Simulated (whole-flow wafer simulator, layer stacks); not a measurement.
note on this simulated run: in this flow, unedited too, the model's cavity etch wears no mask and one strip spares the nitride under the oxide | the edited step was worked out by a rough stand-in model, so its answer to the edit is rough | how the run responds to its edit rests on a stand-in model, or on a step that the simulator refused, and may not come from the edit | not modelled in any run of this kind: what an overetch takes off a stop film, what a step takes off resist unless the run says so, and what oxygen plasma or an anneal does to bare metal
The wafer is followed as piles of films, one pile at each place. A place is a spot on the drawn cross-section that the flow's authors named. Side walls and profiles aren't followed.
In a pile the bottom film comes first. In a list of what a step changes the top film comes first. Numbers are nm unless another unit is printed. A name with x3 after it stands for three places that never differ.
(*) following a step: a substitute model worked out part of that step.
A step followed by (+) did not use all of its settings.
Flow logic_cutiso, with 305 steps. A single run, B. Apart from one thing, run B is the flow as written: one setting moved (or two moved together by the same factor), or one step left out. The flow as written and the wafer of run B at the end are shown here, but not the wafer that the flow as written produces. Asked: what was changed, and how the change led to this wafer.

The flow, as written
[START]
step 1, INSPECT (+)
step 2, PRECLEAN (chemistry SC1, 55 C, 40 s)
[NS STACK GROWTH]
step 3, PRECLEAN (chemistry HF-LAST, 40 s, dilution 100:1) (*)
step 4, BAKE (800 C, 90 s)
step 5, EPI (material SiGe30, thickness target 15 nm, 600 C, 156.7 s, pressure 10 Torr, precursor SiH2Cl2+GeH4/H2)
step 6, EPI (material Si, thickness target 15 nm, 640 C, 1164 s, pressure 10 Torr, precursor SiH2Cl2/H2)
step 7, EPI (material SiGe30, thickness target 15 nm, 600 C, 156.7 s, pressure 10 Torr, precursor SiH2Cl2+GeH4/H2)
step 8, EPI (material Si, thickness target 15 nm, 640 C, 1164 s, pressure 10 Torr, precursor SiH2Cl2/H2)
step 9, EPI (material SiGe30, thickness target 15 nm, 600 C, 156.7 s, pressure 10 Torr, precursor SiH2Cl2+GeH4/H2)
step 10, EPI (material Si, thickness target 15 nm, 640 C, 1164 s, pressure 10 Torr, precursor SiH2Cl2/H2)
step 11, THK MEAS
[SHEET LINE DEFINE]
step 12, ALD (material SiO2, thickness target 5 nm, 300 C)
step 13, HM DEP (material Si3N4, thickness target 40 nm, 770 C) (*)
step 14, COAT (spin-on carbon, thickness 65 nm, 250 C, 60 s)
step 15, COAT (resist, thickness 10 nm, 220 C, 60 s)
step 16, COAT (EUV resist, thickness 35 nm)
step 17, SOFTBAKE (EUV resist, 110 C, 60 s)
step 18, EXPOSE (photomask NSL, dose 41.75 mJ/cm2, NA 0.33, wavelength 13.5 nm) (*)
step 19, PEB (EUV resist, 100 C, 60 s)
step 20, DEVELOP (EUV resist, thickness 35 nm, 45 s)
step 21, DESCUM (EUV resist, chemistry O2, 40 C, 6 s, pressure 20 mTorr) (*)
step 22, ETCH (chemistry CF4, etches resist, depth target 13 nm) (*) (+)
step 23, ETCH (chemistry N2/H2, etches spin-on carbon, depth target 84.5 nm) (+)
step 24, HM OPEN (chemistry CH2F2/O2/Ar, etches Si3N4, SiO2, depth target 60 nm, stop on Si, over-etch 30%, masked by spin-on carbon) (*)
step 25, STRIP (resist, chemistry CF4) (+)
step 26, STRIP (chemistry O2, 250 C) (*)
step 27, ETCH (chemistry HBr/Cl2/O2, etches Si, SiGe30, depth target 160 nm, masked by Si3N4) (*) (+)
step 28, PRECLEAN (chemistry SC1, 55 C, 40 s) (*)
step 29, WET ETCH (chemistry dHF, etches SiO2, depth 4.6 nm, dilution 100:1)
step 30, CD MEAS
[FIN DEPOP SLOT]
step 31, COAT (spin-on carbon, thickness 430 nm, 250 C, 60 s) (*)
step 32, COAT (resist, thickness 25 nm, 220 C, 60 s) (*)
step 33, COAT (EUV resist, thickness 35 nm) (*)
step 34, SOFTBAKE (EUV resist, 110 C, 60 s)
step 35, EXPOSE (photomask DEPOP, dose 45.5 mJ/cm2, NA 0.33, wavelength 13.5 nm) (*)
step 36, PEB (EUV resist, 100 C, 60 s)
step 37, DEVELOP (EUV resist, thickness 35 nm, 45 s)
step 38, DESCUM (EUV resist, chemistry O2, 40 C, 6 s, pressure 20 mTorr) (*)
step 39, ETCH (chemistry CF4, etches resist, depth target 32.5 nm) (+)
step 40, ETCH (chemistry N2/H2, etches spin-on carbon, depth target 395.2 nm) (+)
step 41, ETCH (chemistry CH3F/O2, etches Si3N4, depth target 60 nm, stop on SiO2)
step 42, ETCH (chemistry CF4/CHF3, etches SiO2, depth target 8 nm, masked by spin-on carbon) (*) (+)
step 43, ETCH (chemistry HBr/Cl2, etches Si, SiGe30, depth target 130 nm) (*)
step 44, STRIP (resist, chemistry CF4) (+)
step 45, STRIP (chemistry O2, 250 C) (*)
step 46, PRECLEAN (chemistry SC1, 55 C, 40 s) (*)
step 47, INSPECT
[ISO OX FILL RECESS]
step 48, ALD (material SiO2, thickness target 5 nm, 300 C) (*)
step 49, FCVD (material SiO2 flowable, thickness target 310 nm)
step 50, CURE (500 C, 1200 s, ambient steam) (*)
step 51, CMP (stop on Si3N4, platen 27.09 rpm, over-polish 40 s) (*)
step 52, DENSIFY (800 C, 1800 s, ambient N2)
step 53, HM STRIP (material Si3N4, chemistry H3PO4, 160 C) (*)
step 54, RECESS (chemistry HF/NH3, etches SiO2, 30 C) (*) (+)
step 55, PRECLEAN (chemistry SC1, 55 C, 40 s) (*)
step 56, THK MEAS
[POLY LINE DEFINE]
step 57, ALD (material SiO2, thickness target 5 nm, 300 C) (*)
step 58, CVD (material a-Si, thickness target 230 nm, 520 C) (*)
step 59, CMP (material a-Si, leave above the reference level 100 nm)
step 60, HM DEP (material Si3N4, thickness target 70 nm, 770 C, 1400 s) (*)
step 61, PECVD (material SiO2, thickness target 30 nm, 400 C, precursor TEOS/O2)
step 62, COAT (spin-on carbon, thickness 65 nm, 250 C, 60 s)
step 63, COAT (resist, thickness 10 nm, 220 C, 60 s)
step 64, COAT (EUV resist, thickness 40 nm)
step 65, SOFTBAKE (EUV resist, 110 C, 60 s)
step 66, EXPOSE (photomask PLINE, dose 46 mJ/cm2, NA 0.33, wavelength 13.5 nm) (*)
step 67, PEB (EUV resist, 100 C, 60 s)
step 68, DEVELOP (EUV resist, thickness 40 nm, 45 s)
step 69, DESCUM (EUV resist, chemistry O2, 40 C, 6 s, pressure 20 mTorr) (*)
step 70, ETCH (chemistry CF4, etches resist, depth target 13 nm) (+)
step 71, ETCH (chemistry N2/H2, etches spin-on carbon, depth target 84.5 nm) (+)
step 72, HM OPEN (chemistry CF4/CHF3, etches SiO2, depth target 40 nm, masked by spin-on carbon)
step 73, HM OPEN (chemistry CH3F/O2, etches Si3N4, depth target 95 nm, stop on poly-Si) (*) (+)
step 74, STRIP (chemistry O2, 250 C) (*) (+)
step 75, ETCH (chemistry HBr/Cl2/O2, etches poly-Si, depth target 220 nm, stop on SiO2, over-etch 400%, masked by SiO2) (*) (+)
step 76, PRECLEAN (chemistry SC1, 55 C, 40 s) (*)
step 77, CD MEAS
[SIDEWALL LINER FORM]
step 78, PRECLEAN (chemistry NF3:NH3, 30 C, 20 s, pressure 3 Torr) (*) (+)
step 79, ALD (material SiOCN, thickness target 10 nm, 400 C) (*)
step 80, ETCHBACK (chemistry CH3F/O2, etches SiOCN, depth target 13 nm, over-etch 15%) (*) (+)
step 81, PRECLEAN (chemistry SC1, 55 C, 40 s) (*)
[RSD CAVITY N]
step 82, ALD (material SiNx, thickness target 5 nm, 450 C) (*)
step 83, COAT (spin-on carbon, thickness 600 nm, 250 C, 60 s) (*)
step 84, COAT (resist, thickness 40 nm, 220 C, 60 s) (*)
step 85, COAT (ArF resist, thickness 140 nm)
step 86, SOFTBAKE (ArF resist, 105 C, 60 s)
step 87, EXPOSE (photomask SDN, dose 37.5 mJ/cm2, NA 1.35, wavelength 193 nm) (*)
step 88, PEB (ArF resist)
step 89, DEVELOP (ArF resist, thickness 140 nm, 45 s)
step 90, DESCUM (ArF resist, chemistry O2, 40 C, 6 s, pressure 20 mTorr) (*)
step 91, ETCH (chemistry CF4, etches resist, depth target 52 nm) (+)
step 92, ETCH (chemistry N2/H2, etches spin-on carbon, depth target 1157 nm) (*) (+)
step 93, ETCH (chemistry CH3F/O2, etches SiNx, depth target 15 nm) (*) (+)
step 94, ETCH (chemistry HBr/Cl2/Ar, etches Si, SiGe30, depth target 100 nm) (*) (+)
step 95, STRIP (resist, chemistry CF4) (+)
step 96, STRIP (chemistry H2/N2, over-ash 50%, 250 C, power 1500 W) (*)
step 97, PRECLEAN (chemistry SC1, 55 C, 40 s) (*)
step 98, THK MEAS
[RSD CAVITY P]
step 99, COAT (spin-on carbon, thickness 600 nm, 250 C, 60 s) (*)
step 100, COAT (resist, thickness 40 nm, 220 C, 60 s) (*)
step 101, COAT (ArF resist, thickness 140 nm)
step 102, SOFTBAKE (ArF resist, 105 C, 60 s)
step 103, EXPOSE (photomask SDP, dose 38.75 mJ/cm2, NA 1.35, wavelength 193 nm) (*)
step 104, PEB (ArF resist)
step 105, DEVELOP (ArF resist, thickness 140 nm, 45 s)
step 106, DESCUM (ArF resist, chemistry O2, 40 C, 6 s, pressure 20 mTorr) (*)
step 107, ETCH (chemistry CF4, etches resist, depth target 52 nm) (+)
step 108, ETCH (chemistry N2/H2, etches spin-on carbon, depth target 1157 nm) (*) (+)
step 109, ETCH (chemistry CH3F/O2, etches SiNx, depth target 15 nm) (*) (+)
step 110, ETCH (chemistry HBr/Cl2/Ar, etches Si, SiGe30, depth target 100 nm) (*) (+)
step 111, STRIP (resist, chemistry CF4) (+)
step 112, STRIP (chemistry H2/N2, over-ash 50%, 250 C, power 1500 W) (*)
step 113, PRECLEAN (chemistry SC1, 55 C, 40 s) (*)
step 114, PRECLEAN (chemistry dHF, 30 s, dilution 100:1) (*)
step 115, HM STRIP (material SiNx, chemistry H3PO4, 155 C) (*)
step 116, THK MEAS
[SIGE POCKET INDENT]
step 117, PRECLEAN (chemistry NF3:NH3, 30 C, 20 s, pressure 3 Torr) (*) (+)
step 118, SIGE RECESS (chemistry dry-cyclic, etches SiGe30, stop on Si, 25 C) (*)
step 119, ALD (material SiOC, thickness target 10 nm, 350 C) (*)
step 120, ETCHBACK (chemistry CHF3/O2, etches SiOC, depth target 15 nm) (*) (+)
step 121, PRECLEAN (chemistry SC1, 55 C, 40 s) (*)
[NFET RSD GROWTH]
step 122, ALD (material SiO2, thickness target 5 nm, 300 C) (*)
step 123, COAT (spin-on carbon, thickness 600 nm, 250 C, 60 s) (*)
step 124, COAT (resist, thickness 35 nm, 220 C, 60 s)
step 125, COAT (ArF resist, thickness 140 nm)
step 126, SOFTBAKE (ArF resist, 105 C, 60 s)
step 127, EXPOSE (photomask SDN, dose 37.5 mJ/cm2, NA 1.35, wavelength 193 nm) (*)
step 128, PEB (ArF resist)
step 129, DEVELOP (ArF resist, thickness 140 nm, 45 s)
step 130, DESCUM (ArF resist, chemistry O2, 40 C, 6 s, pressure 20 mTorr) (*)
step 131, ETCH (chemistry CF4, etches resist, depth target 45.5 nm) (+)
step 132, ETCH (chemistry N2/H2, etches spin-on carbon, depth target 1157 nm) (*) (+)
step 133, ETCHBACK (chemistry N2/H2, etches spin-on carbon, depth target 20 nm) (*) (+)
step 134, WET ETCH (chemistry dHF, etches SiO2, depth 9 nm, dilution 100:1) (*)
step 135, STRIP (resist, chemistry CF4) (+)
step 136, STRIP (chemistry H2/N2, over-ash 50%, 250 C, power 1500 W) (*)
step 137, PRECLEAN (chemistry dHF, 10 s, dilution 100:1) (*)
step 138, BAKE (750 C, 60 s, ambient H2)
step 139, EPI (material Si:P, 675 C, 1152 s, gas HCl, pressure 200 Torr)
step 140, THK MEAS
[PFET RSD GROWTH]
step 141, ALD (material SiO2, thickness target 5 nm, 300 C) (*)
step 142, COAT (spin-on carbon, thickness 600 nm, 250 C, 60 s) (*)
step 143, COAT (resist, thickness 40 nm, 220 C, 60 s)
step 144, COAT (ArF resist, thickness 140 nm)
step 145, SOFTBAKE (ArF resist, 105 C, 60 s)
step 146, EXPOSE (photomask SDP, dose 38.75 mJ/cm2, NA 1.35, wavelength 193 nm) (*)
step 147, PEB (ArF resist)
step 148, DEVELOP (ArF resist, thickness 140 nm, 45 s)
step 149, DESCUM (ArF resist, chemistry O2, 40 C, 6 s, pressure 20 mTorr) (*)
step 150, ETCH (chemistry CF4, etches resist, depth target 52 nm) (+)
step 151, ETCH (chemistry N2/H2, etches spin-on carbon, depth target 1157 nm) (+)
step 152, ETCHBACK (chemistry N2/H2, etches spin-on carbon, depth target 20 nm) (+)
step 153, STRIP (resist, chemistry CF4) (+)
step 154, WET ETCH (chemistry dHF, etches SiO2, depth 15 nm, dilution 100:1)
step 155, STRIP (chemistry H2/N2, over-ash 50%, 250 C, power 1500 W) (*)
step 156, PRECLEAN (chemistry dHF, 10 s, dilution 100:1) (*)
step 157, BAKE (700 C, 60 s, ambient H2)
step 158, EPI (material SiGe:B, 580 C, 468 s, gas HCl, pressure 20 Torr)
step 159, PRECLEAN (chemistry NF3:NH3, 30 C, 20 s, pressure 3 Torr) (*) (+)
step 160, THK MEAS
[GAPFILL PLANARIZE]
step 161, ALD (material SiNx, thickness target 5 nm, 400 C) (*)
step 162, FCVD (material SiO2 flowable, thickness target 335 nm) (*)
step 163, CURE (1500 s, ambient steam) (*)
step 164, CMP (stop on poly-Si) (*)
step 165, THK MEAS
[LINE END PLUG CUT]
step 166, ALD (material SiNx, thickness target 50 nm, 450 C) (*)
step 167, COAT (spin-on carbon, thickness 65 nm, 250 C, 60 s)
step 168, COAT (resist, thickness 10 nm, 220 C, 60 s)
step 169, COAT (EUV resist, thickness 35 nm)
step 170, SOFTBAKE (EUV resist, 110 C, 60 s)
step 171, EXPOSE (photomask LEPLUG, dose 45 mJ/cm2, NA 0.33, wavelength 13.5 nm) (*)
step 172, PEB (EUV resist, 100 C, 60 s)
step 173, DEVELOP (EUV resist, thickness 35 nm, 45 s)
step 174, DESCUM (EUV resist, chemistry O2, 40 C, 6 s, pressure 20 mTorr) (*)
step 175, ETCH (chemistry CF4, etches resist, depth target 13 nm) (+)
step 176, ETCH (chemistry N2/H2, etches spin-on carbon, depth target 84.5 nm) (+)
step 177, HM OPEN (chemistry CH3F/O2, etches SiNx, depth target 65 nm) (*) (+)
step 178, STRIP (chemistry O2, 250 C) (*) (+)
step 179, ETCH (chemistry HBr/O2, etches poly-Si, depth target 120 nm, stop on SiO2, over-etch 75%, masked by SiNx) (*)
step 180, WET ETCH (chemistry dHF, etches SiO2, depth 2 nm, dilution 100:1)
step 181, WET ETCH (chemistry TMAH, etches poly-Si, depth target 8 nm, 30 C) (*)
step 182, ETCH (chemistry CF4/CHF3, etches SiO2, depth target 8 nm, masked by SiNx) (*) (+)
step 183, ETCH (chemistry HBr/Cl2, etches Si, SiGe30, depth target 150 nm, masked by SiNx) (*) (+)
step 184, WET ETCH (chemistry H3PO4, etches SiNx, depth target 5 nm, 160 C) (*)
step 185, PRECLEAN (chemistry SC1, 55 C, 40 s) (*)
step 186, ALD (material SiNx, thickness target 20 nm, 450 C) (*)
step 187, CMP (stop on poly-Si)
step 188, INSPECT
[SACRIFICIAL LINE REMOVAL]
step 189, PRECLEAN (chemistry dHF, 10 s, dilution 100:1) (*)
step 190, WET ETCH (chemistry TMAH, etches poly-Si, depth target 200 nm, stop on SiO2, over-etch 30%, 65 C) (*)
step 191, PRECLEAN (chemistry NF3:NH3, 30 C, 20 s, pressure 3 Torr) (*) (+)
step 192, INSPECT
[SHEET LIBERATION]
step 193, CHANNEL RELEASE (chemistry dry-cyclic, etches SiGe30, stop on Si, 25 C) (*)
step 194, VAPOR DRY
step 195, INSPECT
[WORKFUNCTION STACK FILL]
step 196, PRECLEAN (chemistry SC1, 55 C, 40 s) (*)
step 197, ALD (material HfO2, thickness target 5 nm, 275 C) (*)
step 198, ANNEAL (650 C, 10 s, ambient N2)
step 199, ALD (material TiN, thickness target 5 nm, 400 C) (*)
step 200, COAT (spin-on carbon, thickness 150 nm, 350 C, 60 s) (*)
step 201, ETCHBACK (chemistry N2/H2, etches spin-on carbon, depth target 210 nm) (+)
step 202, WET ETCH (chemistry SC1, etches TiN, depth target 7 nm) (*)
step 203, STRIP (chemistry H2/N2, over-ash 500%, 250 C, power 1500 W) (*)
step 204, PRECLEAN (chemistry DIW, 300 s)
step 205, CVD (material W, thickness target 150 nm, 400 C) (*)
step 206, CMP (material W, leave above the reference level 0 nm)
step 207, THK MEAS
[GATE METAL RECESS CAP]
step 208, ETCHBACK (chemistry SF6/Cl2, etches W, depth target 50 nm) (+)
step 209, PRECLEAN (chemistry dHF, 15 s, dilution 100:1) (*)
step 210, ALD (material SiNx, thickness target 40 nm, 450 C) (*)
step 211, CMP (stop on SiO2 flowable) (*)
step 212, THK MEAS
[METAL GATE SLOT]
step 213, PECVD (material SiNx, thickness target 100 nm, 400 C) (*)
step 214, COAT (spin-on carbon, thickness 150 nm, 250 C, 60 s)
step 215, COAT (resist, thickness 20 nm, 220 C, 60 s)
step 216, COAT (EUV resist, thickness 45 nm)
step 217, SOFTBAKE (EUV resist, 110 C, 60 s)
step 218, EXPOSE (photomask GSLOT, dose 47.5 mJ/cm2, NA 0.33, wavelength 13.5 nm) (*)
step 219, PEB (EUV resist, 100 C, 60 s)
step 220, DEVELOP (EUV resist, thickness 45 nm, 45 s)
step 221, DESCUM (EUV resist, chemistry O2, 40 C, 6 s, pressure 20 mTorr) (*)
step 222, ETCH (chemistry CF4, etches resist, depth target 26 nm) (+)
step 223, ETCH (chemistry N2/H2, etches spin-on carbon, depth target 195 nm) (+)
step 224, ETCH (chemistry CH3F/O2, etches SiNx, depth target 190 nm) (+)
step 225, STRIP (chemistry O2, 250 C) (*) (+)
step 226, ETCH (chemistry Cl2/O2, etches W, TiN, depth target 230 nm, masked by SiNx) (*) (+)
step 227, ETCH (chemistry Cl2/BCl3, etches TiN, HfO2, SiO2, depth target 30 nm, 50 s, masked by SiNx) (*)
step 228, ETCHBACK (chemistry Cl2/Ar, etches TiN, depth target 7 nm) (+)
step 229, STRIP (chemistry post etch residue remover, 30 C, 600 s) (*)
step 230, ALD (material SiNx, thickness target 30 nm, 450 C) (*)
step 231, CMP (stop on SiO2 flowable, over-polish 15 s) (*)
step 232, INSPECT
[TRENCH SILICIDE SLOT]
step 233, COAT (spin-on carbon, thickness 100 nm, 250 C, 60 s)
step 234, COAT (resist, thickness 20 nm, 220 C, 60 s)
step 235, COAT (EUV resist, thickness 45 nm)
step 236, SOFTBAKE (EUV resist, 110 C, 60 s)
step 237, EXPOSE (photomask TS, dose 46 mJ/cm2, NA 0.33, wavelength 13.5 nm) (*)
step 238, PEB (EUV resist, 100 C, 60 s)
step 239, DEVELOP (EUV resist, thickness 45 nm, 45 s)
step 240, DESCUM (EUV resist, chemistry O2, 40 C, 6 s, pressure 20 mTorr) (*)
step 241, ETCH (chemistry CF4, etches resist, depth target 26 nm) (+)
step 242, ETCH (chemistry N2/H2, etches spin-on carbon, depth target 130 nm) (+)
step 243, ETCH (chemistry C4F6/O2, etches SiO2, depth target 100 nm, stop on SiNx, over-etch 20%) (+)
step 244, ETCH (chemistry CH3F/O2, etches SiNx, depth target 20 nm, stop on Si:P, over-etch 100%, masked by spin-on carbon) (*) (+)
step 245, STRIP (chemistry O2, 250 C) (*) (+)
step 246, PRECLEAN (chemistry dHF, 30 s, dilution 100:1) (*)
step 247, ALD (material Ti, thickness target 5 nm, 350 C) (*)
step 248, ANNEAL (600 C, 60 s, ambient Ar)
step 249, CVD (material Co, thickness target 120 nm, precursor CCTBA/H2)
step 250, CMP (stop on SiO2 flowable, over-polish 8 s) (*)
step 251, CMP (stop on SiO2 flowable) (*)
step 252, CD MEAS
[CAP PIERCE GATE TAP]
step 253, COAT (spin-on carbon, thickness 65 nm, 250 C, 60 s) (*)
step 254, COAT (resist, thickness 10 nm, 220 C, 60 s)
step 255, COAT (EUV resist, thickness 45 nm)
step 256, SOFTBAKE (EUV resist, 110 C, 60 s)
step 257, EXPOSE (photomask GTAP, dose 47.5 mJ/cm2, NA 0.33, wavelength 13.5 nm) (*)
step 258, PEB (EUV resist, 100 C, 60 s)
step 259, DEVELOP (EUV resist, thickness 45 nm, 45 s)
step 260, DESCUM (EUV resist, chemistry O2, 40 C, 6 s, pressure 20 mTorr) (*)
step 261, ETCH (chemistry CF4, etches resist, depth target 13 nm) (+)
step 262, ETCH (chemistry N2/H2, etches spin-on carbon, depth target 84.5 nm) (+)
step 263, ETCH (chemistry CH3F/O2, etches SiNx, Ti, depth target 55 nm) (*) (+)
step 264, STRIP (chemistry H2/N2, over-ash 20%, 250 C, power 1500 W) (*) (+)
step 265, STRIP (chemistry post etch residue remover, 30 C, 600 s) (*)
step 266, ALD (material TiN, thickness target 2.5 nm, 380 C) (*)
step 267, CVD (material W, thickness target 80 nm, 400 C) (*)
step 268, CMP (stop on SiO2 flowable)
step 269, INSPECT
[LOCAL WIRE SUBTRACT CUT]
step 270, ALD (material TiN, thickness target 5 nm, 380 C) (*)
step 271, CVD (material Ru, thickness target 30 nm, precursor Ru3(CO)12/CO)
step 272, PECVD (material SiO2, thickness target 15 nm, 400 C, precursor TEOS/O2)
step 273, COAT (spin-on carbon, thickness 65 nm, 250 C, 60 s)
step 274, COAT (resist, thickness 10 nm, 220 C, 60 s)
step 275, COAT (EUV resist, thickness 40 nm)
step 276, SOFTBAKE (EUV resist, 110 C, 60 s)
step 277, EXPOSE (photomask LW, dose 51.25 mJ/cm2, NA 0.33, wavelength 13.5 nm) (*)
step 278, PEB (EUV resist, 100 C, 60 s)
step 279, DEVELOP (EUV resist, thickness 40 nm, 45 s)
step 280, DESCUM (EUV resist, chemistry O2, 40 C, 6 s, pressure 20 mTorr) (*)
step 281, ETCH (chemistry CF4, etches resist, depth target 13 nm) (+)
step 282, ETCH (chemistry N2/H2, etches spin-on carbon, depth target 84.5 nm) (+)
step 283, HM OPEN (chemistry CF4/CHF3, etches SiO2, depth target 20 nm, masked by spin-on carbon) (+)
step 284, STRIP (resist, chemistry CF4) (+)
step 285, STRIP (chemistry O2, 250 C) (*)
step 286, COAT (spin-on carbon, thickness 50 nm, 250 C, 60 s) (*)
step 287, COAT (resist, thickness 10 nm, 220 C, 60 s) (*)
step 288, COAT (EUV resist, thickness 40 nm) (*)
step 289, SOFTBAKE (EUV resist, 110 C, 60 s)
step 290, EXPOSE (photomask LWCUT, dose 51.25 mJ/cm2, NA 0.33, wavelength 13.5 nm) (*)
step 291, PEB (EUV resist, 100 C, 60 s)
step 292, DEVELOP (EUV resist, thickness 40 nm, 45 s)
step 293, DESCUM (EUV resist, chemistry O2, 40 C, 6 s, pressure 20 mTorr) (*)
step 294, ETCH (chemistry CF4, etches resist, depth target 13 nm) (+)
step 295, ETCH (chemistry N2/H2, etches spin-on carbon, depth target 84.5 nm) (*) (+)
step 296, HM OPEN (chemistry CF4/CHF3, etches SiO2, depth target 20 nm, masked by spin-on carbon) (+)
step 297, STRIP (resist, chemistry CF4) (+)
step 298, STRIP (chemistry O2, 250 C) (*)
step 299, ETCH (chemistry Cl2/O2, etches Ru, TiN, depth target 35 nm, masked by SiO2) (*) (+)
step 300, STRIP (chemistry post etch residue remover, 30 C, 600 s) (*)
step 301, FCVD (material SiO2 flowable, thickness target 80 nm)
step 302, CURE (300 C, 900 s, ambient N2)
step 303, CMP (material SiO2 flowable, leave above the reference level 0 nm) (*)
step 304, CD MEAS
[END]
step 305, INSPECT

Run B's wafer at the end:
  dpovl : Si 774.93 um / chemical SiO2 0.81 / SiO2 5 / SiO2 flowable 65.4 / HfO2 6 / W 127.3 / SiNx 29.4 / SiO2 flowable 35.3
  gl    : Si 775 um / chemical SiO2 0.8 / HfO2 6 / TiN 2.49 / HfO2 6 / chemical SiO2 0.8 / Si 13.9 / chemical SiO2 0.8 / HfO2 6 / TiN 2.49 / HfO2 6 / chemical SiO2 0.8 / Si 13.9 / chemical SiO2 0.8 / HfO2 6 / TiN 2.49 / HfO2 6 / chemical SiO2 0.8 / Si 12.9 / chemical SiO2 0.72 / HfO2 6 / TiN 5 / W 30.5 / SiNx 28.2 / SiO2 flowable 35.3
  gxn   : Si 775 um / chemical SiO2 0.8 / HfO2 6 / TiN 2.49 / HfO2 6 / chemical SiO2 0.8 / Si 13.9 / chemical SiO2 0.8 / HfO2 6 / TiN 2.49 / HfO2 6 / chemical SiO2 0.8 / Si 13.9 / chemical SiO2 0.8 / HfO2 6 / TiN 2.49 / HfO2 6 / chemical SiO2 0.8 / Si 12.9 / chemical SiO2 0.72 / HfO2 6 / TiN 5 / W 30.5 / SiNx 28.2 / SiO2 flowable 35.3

Cause: step 197, ALD: thickness target 6 nm was run, whereas the flow has thickness target 5 nm.
The wafer lets one read it off: dpovl has HfO2 6, and step 197 as written asks for 5 nm.

The path from the change to this, step by step:
  step 197, ALD (material HfO2, thickness target 5 nm, 275 C) (*)
      depop, dpovl, gfld and 12 more: HfO2 gains 6 (new film) (in the flow as written it would be: HfO2 gains 5 (new film))
      gl, glp, gxn, gxp, ns, tap: HfO2 gains 6 (new film), HfO2 gains 6 (new film), cavity loses 12, HfO2 gains 6 (new film), HfO2 gains 6 (new film), cavity loses 12, HfO2 gains 6 (new film), HfO2 gains 6 (new film), cavity loses 12, HfO2 gains 6 (new film) (in the flow as written it would be: HfO2 gains 5 (new film), HfO2 gains 5 (new film), cavity loses 10, HfO2 gains 5 (new film), HfO2 gains 5 (new film), cavity loses 10, HfO2 gains 5 (new film), HfO2 gains 5 (new film), cavity loses 10, HfO2 gains 5 (new film))
      (as well as at 1 more place)
  step 199, ALD (material TiN, thickness target 5 nm, 400 C) (*)
      gl, glp, tap: TiN gains 5 (new film), TiN gains 2.49 (new film), cavity loses 2.49 (all of it), TiN gains 2.49 (new film), cavity loses 2.49 (all of it), TiN gains 2.49 (new film), cavity loses 2.49 (all of it) (in the flow as written it would be: TiN gains 5.26 (new film), TiN gains 4.49 (new film), cavity loses 4.49 (all of it), TiN gains 4.49 (new film), cavity loses 4.49 (all of it), TiN gains 4.49 (new film), cavity loses 4.49 (all of it))
      gxn, gxp, ns: TiN gains 5 (new film), TiN gains 2.49 (new film), cavity loses 2.49 (all of it), TiN gains 2.49 (new film), cavity loses 2.49 (all of it), TiN gains 2.49 (new film), cavity loses 2.49 (all of it) (in the flow as written it would be: TiN gains 5 (new film), TiN gains 4.49 (new film), cavity loses 4.49 (all of it), TiN gains 4.49 (new film), cavity loses 4.49 (all of it), TiN gains 4.49 (new film), cavity loses 4.49 (all of it))
      (as well as at 2 more places)
  step 200, COAT (spin-on carbon, thickness 150 nm, 350 C, 60 s) (*)
      lnr, lnrp: spin-on carbon gains 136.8 (new film) (in the flow as written it would be: spin-on carbon gains 133.9 (new film))
      rsdp, rsdx: spin-on carbon gains 148.6 (new film) (in the flow as written it would be: spin-on carbon gains 145.6 (new film))
      (as well as at 6 more places)
  step 201, ETCHBACK (chemistry N2/H2, etches spin-on carbon, depth target 210 nm) (+)
      lnr, lnrp: spin-on carbon loses 136.8 (all of it) (in the flow as written it would be: spin-on carbon loses 133.9 (all of it))
      rsdp, rsdx: spin-on carbon loses 148.6 (all of it) (in the flow as written it would be: spin-on carbon loses 145.6 (all of it))
      (as well as at 5 more places)
  step 203, STRIP (chemistry H2/N2, over-ash 500%, 250 C, power 1500 W) (*)
      gl, glp: spin-on carbon loses 30 (all of it) (in the flow as written it would be: spin-on carbon loses 26.7 (all of it))
      gxn, gxp: spin-on carbon loses 29.8 (all of it) (in the flow as written it would be: spin-on carbon loses 26.8 (all of it))
      (as well as at 3 more places)
  step 205, CVD (material W, thickness target 150 nm, 400 C) (*)
      gxf: W gains 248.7 (new film) (in the flow as written it would be: W gains 337.8 (new film))
  step 206, CMP (material W, leave above the reference level 0 nm)
      lnr, lnri, lnrp, lnrt: W loses 150 (all of it), HfO2 loses 6 (all of it), SiOCN loses 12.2 (in the flow as written it would be: W loses 150 (all of it), HfO2 loses 5 (all of it), SiOCN loses 12.2)
      rsdn, rsdp, rsdw, rsdx: W loses 162.2 (all of it), HfO2 loses 6 (all of it) (in the flow as written it would be: W loses 162.2 (all of it), HfO2 loses 5 (all of it))
      (as well as at 2 more places)
  step 226, ETCH (chemistry Cl2/O2, etches W, TiN, depth target 230 nm, masked by SiNx) (*) (+)
      gfld: W loses 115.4 (all of it), TiN loses 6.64 (all of it), HfO2 loses 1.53 (in the flow as written it would be: W loses 115.4 (all of it), TiN loses 7.64 (all of it), HfO2 loses 1.54)
  step 227, ETCH (chemistry Cl2/BCl3, etches TiN, HfO2, SiO2, depth target 30 nm, 50 s, masked by SiNx) (*)
      gfld: HfO2 loses 4.47 (all of it), SiO2 flowable loses 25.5 (in the flow as written it would be: HfO2 loses 3.46 (all of it), SiO2 flowable loses 26.5)
